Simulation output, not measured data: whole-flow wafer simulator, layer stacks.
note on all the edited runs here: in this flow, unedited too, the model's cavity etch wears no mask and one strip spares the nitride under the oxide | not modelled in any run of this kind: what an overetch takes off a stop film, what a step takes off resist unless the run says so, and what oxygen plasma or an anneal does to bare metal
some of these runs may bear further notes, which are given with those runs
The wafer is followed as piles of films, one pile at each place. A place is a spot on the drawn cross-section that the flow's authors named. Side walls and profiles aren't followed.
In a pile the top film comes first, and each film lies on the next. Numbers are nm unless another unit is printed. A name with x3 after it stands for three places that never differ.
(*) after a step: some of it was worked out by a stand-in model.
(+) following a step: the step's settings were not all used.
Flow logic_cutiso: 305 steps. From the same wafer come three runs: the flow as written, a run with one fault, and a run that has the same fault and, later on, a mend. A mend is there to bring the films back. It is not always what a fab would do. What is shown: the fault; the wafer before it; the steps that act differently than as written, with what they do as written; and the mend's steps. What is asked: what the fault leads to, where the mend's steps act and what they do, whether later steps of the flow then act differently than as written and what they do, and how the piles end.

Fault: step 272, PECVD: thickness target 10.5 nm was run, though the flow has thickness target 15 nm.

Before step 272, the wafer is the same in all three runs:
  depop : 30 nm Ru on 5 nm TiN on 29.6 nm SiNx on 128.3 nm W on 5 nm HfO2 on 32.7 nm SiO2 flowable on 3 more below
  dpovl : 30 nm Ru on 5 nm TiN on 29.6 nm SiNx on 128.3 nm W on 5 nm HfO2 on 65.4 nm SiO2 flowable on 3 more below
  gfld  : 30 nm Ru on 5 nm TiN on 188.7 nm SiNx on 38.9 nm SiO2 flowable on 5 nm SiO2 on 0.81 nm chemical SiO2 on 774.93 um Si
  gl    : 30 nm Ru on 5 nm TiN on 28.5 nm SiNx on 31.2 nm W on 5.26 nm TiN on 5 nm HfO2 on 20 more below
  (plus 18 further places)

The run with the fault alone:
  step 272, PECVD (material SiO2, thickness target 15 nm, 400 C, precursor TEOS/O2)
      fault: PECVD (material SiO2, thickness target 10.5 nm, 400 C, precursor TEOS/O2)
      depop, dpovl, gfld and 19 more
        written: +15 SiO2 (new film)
        fault: +10.5 SiO2 (new film)
  Later steps of the flow acting differently than as written (5 other steps are not shown; they differ only slightly, by no more than 2% or 0.5 nm, whichever is larger):
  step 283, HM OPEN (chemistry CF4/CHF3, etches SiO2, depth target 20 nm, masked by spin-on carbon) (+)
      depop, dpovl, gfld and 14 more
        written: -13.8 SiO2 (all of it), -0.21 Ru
        fault: -9.33 SiO2 (all of it), -0.16 Ru
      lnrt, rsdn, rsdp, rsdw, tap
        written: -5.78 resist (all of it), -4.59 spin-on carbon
        fault: -5.78 resist (all of it), -2.65 spin-on carbon
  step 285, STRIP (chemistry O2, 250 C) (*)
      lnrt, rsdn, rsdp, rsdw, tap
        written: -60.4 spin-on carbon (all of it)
        fault: -62.3 spin-on carbon (all of it)
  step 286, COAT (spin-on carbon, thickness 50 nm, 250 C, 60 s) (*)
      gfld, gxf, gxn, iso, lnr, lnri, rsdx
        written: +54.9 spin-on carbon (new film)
        fault: +53.5 spin-on carbon (new film)
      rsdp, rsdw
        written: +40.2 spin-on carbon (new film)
        fault: +43.1 spin-on carbon (new film)
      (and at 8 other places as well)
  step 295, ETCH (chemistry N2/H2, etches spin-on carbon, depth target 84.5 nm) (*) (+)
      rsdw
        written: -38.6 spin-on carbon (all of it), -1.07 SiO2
        fault: -41.5 spin-on carbon (all of it), -1.15 SiO2
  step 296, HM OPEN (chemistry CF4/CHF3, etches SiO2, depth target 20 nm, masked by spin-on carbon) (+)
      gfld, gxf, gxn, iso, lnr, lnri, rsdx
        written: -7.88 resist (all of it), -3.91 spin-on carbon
        fault: -7.49 resist (all of it), -2.11 spin-on carbon
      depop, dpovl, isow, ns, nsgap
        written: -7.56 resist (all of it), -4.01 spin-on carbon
        fault: -7.26 resist (all of it), -2.18 spin-on carbon
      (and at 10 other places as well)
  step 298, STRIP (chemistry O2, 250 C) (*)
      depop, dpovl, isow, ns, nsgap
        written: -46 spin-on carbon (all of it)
        fault: -47.8 spin-on carbon (all of it)
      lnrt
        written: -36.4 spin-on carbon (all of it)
        fault: -41.1 spin-on carbon (all of it)
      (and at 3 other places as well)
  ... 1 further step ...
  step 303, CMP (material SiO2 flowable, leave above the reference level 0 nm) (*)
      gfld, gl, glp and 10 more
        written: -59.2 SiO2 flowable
        fault: -57.8 SiO2 flowable
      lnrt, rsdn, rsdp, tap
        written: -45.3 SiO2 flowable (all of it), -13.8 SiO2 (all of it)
        fault: -48.5 SiO2 flowable (all of it), -9.33 SiO2 (all of it)
  When the end is reached, the piles differ only a little from the flow's at the places that both follow, at most by 2% or 0.5 nm, whichever is larger.

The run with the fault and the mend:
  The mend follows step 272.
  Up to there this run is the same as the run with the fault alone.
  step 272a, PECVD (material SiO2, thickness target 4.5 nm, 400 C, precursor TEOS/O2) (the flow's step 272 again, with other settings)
      depop, dpovl, gfld and 19 more
        +4.5 SiO2
  None of the later steps of the flow acts differently than as written at any place that is followed.
  At every place that both follow, the piles at the end match the flow's.
